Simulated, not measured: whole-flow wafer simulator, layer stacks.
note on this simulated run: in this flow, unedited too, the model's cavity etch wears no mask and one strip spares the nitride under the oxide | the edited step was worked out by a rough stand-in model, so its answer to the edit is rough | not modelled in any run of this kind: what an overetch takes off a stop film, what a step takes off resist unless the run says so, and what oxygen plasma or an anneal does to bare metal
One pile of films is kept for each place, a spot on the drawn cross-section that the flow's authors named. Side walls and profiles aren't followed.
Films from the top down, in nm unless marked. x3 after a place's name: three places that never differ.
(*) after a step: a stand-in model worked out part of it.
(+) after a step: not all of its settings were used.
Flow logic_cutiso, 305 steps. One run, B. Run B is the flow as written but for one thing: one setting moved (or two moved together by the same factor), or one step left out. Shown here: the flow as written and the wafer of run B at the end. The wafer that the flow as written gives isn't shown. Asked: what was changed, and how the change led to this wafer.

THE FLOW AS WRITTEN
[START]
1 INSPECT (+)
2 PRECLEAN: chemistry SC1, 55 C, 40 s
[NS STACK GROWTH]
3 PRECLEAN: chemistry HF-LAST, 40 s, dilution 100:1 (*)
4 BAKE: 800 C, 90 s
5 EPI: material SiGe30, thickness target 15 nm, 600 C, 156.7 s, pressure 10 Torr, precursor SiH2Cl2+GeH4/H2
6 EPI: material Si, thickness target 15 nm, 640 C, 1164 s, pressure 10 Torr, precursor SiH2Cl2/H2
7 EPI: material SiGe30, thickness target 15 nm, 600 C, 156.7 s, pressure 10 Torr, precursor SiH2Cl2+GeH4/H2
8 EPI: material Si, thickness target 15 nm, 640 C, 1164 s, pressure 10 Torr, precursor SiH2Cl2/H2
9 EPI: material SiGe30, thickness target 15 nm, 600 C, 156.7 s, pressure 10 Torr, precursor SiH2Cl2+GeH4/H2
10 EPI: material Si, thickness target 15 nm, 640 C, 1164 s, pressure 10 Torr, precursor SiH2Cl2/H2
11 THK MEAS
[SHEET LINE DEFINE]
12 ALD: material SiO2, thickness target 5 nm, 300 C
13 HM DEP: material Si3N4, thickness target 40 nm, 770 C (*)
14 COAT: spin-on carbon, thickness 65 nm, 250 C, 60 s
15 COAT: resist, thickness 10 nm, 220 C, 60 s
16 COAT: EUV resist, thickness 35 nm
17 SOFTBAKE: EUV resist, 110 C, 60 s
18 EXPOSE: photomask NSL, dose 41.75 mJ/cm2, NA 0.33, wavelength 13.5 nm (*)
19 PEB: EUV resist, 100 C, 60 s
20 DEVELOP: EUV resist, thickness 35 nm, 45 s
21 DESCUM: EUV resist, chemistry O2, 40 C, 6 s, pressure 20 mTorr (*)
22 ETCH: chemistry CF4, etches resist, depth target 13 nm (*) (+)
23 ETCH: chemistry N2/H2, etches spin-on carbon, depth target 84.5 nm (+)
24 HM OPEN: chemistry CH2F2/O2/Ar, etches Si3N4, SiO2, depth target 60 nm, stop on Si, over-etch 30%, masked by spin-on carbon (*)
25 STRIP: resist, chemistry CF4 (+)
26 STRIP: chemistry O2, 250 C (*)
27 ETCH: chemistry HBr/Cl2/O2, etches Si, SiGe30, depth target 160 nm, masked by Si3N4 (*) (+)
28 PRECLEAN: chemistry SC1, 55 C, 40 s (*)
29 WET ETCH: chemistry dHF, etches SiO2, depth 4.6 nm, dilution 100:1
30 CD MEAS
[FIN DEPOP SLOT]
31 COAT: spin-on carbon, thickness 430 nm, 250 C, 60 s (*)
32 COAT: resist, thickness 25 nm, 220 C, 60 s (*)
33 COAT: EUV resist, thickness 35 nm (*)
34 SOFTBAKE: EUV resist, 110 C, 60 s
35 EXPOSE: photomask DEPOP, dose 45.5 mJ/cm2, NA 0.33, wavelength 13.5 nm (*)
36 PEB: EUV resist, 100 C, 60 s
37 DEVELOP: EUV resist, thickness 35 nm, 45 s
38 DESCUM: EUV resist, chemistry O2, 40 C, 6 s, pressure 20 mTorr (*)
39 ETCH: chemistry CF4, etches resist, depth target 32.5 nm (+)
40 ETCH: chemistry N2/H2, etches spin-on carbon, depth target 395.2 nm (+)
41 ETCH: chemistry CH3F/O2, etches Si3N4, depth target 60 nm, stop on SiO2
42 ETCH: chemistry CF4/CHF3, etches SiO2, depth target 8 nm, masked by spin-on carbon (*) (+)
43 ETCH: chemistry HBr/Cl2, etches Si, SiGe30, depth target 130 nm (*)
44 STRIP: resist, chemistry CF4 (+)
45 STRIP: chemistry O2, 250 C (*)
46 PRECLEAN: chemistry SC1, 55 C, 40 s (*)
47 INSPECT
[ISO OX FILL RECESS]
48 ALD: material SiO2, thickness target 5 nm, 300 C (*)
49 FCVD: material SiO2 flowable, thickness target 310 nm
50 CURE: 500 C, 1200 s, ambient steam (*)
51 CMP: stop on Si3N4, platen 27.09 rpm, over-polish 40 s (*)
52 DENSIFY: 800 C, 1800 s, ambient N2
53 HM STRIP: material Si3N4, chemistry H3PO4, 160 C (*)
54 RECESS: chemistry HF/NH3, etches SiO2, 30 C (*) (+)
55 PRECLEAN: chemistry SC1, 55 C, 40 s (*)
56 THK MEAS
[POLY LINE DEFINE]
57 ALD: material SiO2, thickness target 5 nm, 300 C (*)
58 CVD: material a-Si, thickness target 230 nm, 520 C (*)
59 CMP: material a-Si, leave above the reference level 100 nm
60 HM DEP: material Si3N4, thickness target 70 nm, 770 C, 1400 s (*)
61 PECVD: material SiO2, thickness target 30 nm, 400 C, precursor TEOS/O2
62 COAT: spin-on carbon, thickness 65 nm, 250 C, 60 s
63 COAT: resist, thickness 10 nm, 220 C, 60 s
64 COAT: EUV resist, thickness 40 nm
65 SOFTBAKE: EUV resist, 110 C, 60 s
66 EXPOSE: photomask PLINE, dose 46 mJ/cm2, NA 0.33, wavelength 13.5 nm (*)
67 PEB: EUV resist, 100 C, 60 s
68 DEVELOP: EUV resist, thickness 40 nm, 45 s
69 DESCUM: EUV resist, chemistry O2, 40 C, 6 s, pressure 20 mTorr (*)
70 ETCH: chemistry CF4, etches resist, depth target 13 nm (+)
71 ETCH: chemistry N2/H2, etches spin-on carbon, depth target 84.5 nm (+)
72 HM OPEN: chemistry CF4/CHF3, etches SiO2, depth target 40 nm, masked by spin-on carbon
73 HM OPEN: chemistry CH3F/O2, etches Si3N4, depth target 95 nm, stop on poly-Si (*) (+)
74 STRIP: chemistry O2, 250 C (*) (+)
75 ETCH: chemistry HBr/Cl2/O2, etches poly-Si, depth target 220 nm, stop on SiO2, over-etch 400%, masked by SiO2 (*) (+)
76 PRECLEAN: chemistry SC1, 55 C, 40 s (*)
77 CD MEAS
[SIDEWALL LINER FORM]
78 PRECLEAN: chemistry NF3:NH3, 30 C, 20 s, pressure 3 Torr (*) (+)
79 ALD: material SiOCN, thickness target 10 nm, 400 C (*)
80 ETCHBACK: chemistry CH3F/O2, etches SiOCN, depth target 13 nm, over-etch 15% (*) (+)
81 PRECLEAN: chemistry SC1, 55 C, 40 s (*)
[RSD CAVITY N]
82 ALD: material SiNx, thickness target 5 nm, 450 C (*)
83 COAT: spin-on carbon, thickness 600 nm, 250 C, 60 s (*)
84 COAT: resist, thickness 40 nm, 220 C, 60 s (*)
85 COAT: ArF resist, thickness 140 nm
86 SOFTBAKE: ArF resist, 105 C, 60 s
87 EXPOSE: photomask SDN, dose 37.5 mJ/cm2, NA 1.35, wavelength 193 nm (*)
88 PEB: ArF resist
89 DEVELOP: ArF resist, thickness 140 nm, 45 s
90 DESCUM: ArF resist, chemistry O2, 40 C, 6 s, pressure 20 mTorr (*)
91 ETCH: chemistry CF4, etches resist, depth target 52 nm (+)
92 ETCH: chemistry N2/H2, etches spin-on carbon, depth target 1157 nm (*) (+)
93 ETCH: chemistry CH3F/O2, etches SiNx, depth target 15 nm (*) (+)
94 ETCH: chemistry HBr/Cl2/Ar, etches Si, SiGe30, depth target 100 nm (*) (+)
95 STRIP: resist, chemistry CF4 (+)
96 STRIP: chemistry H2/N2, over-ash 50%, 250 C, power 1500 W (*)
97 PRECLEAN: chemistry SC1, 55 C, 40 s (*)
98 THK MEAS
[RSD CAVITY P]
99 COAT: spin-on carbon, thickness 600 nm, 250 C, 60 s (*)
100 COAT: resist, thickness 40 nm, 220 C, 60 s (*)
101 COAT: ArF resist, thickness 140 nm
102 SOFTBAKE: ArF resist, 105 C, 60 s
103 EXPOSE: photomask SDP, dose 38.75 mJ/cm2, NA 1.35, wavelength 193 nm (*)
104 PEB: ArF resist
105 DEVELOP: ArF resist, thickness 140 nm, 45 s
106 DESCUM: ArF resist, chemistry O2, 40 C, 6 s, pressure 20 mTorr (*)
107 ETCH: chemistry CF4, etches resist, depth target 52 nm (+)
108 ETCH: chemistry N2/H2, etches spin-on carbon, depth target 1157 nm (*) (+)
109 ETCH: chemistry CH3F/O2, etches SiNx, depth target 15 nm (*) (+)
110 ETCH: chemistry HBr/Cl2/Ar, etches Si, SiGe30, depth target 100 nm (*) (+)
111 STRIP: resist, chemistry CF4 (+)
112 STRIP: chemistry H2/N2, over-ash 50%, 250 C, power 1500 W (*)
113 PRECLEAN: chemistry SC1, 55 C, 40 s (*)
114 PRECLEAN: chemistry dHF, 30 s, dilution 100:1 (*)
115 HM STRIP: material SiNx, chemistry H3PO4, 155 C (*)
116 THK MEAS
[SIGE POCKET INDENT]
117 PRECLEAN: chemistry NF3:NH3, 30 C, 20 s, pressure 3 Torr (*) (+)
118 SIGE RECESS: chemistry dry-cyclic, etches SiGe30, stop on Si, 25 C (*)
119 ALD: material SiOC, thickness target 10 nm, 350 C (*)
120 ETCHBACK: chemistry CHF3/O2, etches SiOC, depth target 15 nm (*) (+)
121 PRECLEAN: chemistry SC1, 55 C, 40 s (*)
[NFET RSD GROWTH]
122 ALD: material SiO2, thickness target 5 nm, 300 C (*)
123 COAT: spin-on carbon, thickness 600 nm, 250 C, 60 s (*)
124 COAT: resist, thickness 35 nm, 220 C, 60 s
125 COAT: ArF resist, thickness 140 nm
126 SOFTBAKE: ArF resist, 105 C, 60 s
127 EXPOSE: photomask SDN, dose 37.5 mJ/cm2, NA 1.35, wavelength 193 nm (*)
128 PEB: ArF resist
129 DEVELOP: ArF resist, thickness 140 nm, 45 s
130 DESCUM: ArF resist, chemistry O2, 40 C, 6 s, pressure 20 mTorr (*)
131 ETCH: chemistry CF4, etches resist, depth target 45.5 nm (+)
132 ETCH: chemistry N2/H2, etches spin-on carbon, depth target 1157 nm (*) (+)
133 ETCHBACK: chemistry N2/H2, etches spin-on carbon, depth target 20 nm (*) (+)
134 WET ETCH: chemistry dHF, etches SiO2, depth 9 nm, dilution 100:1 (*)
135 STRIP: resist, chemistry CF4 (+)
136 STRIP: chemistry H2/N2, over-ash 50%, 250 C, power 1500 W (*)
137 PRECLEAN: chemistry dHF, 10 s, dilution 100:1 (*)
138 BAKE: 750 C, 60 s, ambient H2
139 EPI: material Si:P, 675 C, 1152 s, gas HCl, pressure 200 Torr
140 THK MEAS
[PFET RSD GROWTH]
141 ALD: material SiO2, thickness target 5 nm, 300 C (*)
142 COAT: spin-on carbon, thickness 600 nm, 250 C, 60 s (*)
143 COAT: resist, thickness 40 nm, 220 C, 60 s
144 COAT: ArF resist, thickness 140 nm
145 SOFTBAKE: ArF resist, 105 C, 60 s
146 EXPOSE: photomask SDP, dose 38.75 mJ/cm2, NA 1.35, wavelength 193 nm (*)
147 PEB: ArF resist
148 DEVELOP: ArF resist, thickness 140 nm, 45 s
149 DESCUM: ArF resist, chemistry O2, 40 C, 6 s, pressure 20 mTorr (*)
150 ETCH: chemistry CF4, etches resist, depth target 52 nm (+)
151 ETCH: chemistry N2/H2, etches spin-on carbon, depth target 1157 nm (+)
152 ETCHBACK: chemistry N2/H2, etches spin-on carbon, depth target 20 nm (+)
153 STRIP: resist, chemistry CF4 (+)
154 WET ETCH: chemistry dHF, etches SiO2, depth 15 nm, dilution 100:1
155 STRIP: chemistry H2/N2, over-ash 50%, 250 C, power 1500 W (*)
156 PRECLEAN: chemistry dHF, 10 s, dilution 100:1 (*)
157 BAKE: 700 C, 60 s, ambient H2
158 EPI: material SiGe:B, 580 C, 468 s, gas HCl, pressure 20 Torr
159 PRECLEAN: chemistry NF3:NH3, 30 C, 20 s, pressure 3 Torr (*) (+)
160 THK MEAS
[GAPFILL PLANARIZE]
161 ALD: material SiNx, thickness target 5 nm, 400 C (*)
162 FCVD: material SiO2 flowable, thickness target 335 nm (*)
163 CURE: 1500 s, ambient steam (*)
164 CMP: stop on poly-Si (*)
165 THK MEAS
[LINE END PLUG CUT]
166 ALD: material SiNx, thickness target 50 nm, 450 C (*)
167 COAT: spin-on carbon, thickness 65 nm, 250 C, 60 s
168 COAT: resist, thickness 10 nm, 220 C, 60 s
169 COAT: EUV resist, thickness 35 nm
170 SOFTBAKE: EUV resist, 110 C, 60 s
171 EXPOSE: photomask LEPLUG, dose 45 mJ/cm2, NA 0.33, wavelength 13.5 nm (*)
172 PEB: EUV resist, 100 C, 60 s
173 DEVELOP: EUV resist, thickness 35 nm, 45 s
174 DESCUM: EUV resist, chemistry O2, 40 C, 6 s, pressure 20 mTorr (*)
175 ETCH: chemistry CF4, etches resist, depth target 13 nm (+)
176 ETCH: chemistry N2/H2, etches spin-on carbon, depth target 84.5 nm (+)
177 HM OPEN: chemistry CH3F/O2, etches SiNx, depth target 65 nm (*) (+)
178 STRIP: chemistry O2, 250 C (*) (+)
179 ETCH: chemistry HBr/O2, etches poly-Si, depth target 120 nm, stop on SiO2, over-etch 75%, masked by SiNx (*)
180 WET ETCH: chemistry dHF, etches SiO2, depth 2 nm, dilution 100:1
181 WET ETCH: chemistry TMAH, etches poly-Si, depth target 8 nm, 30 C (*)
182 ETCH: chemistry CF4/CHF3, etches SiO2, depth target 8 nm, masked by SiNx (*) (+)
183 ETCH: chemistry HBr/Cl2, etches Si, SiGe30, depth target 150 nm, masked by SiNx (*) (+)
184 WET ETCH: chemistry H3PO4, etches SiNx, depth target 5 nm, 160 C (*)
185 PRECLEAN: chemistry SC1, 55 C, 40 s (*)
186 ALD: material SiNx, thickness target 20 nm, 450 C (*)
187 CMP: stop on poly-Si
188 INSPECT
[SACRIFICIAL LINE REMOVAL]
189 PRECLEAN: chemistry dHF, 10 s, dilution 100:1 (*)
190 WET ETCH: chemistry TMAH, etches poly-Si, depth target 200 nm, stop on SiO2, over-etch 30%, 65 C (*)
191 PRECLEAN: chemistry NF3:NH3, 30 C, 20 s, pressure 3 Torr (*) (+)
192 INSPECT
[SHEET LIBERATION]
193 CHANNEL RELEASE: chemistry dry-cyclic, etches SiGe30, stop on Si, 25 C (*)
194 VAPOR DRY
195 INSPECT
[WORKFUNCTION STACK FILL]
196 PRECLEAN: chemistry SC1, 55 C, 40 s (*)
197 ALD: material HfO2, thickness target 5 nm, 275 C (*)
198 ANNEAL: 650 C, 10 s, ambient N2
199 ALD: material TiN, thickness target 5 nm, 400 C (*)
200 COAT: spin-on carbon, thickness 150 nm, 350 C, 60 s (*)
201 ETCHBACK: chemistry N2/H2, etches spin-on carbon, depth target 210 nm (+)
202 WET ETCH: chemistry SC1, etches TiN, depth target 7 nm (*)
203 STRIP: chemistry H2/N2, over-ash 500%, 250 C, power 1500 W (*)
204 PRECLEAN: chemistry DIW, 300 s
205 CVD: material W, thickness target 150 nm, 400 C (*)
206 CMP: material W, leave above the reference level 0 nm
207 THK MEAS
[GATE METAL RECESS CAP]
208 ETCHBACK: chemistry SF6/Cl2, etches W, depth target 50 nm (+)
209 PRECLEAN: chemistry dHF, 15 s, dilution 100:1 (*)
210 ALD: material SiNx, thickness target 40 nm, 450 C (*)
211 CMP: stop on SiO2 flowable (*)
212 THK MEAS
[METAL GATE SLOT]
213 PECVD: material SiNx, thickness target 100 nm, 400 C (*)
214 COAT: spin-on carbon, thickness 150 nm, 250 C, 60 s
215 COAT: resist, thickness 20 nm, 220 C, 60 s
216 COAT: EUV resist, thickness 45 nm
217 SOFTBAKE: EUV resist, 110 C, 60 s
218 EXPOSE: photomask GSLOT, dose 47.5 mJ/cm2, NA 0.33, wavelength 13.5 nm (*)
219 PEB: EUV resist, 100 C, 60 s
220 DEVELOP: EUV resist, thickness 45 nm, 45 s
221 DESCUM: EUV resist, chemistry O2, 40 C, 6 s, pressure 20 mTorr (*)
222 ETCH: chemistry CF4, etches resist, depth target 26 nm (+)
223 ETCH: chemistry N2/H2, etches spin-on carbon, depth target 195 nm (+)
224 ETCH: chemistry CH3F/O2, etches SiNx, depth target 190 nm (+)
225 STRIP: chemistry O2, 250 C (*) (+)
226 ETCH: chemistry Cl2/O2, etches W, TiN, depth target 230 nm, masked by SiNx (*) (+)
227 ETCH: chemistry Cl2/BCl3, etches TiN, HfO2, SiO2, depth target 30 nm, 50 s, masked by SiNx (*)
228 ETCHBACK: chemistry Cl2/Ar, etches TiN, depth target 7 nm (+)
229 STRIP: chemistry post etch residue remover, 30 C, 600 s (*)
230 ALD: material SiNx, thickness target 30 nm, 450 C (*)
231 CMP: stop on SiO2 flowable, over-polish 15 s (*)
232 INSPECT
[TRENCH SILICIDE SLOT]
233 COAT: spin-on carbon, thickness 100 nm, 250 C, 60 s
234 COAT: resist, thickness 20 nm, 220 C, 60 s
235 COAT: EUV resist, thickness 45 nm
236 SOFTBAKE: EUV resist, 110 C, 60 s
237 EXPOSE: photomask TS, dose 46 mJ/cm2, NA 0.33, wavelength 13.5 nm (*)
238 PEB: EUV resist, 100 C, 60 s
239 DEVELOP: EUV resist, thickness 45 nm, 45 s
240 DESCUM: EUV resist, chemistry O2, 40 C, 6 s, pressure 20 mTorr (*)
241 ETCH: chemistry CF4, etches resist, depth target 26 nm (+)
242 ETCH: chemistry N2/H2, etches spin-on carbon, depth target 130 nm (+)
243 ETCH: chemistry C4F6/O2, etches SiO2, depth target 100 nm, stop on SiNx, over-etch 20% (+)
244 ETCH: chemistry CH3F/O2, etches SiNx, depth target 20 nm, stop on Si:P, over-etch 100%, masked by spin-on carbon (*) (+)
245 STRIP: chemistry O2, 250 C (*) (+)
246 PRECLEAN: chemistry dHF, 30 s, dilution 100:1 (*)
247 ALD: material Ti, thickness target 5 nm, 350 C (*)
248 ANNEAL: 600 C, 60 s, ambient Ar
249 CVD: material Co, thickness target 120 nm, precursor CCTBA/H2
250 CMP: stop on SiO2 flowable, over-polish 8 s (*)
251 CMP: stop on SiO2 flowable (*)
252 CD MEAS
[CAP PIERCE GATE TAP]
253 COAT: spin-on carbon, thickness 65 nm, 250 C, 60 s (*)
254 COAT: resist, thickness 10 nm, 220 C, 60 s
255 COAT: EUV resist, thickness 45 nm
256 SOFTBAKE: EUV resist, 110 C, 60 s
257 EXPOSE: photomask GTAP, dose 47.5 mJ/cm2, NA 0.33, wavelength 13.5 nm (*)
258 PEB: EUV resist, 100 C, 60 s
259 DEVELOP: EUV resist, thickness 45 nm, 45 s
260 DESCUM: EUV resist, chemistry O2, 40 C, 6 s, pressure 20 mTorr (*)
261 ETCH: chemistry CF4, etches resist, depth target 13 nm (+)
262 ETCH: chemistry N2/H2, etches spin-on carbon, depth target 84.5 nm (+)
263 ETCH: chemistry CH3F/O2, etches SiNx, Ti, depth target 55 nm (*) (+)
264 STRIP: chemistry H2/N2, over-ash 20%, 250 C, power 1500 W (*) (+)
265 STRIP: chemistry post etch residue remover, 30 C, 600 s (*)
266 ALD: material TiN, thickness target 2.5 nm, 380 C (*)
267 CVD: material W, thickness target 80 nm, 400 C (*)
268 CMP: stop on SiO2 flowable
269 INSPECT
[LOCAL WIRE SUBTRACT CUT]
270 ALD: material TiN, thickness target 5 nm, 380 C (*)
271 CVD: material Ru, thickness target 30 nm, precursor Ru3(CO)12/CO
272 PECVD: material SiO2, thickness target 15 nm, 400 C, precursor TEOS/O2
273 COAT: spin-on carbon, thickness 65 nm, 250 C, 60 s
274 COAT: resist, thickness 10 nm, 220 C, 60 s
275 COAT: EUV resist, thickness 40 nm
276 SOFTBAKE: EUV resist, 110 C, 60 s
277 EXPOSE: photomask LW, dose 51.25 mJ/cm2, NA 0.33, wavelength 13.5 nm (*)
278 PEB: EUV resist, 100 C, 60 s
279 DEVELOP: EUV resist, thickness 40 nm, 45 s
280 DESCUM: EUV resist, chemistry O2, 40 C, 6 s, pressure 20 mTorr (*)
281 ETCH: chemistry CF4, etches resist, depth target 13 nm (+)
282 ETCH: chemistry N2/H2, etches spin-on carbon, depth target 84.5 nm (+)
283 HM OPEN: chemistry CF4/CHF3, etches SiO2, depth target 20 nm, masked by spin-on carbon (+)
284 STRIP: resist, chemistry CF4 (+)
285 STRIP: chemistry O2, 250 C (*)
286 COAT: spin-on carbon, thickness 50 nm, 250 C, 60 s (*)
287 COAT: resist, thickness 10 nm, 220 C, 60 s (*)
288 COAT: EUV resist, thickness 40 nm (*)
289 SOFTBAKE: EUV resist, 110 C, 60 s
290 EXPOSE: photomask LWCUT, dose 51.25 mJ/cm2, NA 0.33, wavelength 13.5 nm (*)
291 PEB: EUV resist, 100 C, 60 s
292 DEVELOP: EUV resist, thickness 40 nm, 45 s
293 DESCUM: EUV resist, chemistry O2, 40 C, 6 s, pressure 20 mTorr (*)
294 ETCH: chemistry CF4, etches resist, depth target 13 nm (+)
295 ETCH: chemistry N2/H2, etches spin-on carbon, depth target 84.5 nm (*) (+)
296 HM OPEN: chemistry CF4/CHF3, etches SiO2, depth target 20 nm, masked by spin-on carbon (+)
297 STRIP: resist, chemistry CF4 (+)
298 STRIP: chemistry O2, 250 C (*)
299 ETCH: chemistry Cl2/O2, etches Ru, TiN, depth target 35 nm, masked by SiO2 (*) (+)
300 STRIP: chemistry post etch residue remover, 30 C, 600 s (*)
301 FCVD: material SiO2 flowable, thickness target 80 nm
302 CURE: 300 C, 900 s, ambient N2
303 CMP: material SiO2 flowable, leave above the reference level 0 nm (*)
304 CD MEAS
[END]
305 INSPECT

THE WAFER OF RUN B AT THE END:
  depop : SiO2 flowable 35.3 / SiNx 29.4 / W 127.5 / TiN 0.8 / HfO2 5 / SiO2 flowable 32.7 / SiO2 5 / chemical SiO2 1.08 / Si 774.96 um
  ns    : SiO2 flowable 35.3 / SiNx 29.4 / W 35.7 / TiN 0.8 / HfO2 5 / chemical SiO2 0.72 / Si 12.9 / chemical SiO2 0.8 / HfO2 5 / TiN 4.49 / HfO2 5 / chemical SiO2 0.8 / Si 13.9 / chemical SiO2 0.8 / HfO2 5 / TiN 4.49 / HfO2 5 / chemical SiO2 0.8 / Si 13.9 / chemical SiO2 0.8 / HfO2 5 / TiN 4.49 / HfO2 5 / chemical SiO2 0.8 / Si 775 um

The cause: step 202, WET ETCH: depth target 4.2 nm was run, where the flow has depth target 7 nm.

How the change led to this, step by step:
  202 WET ETCH: chemistry SC1, etches TiN, depth target 7 nm (*)
      depop, dpovl, iso and 12 more: TiN -4.2 (as written it would be: TiN -5 (all of it))
  206 CMP: material W, leave above the reference level 0 nm
      lnr, lnri, lnrp, lnrt: W -150 (all of it), TiN -0.8 (all of it), HfO2 -5 (all of it), SiOCN -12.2 (as written it would be: W -150 (all of it), HfO2 -5 (all of it), SiOCN -12.2)
      rsdn, rsdp, rsdw, rsdx: W -162.2 (all of it), TiN -0.8 (all of it), HfO2 -5 (all of it) (as written it would be: W -162.2 (all of it), HfO2 -5 (all of it))
      (and at 2 more places)
